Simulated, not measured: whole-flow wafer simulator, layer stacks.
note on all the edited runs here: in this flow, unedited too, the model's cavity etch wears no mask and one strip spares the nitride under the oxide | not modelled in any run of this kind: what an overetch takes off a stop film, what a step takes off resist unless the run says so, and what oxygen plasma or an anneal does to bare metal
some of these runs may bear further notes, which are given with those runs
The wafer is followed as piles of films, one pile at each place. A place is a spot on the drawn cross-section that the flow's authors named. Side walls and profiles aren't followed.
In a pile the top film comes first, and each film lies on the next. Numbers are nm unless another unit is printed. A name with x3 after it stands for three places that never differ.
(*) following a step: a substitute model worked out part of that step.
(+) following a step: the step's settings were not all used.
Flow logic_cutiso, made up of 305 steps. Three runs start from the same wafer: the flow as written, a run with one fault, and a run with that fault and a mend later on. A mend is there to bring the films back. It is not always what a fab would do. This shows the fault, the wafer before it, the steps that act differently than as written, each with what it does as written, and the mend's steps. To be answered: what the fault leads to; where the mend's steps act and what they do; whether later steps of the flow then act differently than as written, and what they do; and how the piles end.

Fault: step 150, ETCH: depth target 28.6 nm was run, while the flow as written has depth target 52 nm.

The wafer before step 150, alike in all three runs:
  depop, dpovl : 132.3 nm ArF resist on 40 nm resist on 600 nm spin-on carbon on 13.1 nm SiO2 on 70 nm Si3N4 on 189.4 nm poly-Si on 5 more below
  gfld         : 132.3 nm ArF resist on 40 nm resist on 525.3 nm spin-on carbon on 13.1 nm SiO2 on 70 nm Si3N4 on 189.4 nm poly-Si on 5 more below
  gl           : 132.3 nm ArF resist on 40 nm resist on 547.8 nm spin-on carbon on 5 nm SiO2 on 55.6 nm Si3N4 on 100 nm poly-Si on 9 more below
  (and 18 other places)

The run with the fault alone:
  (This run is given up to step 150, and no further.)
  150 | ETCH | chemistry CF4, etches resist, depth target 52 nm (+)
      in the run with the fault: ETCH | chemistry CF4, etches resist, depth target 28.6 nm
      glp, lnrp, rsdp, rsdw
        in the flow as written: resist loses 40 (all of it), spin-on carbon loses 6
        in the run with the fault: resist loses 28.6
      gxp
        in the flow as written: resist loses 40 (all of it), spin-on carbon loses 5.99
        in the run with the fault: resist loses 28.6
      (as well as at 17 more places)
  Once step 150 is done, the piles at depop, dpovl, gfld and 19 more depart from the flow's by more than 2% or 0.5 nm, whichever is larger.
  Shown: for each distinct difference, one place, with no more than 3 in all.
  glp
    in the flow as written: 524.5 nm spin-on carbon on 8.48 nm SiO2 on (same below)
    in the run with the fault: 11.4 nm resist on 530.5 nm spin-on carbon on 8.48 nm SiO2 on (same below)
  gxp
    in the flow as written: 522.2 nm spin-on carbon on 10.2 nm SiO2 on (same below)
    in the run with the fault: 11.4 nm resist on 528.2 nm spin-on carbon on 10.2 nm SiO2 on (same below)
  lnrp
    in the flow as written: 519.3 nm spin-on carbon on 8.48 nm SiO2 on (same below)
    in the run with the fault: 11.4 nm resist on 525.3 nm spin-on carbon on 8.48 nm SiO2 on (same below)

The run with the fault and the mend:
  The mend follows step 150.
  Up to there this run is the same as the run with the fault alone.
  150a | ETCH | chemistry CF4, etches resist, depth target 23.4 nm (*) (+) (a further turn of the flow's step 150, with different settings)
      depop, dpovl, gfld and 14 more
        ArF resist loses 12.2
      glp, gxp, lnrp, rsdp, rsdw
        resist loses 11.4 (all of it), spin-on carbon loses 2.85
  Steps later in the flow that act otherwise than as written (1 other step is not shown; it differs only slightly, by no more than 2% or 0.5 nm, whichever is larger):
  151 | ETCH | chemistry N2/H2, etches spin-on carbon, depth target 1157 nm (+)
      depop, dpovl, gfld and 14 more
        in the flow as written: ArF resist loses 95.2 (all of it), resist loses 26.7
        in the run with the mend: ArF resist loses 99.7 (all of it), resist loses 26.7
  By the end, the piles equal the flow's at every place that both follow.
